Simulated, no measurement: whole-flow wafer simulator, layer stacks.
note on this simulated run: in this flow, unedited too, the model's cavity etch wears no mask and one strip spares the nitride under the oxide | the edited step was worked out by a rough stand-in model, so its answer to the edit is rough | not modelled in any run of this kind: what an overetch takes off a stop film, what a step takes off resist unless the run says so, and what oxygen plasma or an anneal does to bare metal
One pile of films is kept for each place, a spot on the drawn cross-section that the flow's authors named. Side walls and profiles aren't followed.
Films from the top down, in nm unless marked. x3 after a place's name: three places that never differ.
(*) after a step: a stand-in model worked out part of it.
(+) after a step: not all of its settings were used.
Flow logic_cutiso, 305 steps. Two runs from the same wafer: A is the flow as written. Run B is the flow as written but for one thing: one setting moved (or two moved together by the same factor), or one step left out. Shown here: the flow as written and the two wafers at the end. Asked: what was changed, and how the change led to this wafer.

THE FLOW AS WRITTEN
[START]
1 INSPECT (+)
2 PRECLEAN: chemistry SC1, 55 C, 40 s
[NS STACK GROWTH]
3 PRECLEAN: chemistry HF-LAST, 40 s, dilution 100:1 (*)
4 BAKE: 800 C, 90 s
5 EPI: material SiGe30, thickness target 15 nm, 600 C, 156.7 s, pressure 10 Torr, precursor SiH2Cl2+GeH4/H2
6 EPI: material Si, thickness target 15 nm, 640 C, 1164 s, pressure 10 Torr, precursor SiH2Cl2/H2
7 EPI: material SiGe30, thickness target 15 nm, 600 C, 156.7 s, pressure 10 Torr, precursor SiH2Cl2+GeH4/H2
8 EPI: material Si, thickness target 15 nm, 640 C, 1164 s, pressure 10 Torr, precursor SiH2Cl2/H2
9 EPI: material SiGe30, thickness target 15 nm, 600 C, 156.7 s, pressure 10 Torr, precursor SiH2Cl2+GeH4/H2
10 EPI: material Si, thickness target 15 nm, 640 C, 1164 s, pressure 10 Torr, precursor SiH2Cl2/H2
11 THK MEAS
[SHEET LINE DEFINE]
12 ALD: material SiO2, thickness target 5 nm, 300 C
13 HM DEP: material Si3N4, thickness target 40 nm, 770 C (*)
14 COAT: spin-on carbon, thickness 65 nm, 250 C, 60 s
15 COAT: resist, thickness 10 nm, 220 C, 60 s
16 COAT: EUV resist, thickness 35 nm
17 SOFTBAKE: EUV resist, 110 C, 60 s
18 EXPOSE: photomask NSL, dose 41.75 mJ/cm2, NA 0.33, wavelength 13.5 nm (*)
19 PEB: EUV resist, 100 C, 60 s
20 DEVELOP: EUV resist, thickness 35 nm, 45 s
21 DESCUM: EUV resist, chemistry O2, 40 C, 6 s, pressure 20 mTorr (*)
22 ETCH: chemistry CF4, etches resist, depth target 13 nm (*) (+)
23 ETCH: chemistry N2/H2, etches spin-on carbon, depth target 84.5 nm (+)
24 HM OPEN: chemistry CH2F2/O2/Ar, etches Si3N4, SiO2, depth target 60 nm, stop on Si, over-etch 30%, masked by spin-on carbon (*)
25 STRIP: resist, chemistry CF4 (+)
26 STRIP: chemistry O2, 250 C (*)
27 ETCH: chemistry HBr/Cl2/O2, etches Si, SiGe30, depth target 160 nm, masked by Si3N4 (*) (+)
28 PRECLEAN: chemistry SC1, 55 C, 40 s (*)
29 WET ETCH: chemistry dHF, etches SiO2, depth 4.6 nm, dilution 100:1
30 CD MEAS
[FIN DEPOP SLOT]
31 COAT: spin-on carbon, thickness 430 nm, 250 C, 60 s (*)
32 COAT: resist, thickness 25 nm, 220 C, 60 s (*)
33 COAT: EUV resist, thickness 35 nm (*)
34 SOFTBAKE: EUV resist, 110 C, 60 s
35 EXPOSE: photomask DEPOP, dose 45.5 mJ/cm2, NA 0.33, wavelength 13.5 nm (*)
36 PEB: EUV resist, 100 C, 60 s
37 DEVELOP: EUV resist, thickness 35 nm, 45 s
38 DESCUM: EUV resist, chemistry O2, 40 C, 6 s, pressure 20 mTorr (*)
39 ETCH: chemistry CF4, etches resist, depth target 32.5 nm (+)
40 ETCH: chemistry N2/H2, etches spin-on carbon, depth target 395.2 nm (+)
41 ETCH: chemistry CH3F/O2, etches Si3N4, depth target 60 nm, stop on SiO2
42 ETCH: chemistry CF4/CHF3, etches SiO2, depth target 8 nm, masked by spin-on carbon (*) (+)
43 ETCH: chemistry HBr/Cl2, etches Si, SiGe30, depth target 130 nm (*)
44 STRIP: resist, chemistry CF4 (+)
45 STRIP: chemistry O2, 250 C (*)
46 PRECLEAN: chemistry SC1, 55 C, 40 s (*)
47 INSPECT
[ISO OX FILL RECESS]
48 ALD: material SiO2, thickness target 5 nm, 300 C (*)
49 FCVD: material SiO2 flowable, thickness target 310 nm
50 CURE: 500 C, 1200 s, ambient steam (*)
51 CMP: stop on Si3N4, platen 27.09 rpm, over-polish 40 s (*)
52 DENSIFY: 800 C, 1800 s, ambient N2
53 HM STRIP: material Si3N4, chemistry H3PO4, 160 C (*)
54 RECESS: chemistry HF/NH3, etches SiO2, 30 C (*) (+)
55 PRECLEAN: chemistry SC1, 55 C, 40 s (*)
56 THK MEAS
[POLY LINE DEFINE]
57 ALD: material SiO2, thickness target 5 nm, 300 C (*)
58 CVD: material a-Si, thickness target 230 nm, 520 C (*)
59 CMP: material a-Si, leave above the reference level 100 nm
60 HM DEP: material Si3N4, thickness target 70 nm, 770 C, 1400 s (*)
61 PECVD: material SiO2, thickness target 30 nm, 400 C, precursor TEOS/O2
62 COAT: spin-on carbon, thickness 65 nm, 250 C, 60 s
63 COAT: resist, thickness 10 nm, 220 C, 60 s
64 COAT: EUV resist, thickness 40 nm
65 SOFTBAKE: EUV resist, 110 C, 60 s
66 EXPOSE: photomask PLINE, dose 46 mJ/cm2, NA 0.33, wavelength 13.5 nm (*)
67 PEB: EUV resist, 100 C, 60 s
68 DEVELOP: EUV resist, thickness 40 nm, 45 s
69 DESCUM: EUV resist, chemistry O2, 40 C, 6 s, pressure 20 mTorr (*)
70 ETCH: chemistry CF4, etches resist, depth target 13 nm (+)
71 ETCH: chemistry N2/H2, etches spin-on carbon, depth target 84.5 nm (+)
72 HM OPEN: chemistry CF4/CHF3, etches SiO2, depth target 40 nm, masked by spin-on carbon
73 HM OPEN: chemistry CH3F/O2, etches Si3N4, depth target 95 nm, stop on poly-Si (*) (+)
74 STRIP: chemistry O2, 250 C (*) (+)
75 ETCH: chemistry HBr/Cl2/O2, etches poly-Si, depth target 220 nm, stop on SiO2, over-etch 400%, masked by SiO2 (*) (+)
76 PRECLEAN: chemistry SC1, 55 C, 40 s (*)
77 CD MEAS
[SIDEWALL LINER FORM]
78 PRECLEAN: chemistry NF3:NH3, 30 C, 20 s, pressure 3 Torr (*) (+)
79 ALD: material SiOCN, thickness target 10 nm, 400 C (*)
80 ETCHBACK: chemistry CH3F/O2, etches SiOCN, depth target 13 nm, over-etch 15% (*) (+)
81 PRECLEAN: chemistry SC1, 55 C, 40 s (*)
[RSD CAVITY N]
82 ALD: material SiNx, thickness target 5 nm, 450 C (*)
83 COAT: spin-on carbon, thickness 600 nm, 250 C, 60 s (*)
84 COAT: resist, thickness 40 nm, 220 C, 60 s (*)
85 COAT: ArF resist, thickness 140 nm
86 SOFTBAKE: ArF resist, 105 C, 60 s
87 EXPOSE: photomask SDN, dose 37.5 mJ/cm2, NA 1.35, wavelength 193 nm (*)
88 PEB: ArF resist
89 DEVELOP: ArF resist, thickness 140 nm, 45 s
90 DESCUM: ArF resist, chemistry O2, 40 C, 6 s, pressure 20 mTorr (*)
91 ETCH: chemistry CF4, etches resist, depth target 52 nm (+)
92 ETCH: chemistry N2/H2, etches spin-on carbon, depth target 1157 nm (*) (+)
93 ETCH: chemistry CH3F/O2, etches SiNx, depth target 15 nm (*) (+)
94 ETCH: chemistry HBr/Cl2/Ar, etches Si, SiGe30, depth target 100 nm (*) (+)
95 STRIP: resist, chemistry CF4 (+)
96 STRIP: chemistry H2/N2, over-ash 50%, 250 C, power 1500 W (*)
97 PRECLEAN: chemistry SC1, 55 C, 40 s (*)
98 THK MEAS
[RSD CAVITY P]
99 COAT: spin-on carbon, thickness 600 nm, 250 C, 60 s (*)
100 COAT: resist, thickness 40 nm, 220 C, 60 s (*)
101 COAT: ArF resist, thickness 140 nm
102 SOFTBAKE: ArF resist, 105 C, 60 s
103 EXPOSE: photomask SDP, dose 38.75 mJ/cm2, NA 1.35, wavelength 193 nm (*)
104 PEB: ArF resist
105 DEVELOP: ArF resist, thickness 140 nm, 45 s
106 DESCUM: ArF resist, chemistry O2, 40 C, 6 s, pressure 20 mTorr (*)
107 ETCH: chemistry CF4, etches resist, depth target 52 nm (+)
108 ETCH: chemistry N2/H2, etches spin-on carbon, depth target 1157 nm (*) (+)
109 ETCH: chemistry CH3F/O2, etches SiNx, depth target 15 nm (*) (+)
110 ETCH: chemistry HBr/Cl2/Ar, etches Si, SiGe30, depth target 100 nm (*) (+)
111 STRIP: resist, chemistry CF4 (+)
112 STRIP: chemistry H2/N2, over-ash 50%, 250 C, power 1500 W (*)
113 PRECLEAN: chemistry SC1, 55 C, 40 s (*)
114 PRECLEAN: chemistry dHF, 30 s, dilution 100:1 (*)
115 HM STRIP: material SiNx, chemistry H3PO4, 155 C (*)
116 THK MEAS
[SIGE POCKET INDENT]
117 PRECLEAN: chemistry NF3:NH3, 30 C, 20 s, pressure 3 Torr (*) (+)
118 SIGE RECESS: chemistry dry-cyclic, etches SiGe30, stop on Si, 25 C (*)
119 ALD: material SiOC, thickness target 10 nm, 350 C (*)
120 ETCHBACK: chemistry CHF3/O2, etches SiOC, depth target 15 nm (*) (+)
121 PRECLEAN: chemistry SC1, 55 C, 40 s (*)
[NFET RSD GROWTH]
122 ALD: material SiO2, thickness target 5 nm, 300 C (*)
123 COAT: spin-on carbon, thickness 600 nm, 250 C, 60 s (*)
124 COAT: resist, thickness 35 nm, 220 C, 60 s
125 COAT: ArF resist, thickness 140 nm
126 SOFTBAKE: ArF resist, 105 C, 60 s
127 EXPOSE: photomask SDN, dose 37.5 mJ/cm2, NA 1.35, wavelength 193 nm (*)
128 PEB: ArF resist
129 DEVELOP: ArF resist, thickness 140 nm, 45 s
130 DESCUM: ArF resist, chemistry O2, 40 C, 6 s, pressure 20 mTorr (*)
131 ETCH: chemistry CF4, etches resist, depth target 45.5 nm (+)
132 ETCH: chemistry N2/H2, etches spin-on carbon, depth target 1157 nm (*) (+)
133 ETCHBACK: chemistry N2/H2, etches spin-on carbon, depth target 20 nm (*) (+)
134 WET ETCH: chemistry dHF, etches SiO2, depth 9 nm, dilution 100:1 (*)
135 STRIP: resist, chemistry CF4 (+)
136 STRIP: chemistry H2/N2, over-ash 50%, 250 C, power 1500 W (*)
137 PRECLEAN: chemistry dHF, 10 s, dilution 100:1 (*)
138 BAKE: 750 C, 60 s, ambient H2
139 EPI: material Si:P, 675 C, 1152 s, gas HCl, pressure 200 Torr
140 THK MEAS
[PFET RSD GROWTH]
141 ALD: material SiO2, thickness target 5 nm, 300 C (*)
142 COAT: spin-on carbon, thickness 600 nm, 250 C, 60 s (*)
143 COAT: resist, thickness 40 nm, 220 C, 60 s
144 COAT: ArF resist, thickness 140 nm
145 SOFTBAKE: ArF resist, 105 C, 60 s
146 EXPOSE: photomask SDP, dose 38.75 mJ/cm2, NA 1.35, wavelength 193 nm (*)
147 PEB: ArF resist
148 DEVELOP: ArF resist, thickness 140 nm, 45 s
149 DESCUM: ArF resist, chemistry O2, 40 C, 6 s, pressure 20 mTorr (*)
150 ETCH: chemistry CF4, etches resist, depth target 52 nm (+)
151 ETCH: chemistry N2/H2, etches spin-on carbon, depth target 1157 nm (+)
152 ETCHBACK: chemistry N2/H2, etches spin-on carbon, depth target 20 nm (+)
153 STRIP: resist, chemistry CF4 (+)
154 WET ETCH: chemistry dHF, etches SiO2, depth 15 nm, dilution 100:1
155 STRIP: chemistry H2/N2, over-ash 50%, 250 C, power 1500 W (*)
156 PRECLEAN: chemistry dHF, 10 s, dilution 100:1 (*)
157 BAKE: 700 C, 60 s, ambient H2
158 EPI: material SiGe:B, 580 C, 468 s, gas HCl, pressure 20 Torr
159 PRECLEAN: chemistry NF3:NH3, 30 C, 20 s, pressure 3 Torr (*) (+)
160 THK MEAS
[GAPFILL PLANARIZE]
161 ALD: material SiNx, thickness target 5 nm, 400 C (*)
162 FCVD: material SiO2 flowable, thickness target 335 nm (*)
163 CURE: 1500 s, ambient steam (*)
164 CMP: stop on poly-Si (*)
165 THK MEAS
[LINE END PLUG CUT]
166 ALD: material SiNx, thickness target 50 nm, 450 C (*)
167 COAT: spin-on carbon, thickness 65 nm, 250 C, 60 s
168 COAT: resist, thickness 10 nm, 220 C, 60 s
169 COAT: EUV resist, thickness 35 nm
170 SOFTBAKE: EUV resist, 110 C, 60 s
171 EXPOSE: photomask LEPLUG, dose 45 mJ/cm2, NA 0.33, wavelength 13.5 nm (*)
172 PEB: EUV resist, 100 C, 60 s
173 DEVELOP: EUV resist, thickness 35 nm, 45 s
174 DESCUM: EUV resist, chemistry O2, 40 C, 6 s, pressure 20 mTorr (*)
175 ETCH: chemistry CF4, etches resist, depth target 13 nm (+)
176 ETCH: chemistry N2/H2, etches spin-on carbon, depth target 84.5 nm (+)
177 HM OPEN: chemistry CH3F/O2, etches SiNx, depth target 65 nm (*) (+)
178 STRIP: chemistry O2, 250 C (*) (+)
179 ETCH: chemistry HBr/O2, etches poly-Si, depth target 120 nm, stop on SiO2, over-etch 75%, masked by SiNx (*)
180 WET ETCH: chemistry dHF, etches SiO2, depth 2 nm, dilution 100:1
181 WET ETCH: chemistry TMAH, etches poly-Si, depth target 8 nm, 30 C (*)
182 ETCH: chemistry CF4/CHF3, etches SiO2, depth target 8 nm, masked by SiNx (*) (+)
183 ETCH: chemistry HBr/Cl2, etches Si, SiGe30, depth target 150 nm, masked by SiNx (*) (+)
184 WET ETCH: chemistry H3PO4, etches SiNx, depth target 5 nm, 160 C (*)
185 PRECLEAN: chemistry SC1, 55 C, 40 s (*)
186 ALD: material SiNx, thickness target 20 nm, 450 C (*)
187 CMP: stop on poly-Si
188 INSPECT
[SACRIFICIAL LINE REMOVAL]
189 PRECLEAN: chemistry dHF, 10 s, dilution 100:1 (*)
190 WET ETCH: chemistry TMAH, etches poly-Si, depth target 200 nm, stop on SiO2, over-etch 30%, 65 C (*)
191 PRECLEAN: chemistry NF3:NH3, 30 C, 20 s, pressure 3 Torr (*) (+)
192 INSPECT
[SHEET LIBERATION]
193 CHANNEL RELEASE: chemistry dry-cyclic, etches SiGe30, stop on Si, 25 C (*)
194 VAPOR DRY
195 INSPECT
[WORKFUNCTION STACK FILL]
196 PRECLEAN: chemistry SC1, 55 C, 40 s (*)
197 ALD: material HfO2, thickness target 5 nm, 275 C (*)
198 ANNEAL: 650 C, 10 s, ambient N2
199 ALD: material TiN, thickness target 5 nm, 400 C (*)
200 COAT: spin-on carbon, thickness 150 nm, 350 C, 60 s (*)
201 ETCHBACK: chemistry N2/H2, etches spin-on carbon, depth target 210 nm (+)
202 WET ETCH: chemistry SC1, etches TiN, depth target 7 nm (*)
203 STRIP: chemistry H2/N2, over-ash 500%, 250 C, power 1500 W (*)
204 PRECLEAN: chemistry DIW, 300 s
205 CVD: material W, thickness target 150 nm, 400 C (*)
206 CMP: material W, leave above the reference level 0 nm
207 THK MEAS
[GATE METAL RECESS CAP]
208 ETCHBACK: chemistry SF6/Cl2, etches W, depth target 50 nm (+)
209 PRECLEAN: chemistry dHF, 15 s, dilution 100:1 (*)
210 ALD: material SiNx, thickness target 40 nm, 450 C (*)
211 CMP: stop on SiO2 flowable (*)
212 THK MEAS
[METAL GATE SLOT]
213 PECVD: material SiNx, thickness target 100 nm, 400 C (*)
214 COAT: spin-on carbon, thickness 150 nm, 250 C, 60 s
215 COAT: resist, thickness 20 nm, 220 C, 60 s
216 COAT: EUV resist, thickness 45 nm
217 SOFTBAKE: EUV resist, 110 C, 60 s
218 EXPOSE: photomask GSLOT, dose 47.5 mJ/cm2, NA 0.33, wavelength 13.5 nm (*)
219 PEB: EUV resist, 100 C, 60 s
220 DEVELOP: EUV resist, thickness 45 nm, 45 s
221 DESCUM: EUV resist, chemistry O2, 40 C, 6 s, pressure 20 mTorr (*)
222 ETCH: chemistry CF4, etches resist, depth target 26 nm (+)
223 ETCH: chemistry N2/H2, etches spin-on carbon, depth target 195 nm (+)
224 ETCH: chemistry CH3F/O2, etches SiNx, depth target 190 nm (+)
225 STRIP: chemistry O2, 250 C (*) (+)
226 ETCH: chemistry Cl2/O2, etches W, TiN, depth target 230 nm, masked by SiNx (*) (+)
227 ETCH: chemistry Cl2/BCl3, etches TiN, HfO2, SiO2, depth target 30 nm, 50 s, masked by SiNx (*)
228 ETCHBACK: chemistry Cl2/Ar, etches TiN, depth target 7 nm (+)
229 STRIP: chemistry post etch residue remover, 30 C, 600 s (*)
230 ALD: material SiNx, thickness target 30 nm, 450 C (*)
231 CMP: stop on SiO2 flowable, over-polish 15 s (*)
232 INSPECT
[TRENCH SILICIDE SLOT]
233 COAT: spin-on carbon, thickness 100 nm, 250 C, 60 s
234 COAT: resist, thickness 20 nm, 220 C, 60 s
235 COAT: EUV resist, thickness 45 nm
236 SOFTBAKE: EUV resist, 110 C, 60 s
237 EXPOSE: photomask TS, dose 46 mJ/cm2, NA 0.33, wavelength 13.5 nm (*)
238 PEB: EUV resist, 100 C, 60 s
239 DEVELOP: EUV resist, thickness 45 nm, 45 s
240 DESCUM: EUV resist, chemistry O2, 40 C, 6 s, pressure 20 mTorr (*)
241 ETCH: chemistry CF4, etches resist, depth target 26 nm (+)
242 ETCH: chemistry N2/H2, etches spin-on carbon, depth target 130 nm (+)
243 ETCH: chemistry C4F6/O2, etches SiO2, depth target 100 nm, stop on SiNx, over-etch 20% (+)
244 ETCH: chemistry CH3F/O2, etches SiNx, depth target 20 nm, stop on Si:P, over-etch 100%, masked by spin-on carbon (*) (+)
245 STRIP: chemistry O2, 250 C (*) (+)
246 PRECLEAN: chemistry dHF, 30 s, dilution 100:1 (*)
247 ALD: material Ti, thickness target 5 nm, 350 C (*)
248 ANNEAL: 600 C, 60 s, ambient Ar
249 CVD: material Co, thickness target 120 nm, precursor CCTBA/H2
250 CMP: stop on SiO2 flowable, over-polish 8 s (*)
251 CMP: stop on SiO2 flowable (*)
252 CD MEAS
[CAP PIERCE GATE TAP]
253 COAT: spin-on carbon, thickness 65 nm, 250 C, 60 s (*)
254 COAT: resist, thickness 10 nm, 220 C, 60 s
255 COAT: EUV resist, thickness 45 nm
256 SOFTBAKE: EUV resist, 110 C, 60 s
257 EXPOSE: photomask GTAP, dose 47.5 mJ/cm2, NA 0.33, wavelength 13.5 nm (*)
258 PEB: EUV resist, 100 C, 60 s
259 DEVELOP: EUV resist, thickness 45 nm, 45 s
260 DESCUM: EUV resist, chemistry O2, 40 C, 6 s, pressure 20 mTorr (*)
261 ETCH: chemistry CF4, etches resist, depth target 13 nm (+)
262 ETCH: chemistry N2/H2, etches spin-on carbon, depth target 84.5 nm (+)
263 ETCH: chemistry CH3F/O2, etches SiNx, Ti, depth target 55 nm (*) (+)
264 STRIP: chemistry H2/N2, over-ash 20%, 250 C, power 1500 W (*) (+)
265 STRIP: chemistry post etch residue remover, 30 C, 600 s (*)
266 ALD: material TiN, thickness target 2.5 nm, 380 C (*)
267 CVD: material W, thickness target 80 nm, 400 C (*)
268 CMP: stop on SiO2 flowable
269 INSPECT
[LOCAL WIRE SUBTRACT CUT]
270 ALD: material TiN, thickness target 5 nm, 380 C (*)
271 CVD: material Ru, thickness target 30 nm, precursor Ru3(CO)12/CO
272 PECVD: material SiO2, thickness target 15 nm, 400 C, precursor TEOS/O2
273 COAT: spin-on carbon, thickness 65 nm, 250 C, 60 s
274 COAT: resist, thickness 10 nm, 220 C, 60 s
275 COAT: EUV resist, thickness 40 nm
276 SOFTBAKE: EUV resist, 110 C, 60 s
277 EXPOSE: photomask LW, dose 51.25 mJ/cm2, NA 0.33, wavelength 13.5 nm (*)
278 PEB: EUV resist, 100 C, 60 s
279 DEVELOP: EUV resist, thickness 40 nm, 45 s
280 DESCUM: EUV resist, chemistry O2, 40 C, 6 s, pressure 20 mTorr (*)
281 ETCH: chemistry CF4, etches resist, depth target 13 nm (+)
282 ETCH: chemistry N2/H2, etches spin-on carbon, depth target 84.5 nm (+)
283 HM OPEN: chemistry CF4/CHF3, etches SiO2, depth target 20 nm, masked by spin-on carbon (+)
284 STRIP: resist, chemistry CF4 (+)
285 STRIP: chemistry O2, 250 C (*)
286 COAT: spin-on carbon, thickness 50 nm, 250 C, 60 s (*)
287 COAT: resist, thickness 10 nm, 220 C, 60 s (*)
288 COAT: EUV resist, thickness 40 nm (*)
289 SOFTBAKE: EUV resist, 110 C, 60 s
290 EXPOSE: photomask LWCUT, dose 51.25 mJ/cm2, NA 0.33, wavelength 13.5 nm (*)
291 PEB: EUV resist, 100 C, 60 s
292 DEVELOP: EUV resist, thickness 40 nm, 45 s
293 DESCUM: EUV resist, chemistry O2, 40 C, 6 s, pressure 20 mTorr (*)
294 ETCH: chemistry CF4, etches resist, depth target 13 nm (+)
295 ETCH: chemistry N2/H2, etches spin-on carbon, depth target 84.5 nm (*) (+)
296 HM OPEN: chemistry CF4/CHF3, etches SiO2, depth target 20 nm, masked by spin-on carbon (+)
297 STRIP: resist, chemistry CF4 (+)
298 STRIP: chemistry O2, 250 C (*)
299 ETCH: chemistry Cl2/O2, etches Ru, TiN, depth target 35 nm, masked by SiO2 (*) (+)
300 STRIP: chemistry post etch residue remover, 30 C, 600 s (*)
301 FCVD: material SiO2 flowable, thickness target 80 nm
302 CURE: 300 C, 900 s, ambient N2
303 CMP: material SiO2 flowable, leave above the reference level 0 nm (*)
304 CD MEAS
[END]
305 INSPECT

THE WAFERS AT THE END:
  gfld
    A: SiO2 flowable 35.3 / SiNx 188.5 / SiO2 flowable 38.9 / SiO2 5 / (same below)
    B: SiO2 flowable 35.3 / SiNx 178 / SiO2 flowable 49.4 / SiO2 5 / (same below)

The cause: step 227, ETCH: depth target 19.5 nm was run, where the flow has depth target 30 nm; step 227, ETCH: 32.5 s was run, where the flow has 50 s.

How the change led to this, step by step:
  227 ETCH: chemistry Cl2/BCl3, etches TiN, HfO2, SiO2, depth target 30 nm, 50 s, masked by SiNx (*)
      depop, dpovl, gl and 18 more: A SiNx -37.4 | B SiNx -24.3
      gfld: A HfO2 -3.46 (all of it), SiO2 flowable -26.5 | B HfO2 -3.46 (all of it), SiO2 flowable -16
  231 CMP: stop on SiO2 flowable, over-polish 15 s (*)
      depop, dpovl, gfld and 10 more: A SiNx -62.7 | B SiNx -75.8
      lnr, lnri, lnrp, lnrt: A SiNx -61 (all of it), SiOCN -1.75 | B SiNx -74.1 (all of it), SiOCN -1.75
      (and at 5 more places)
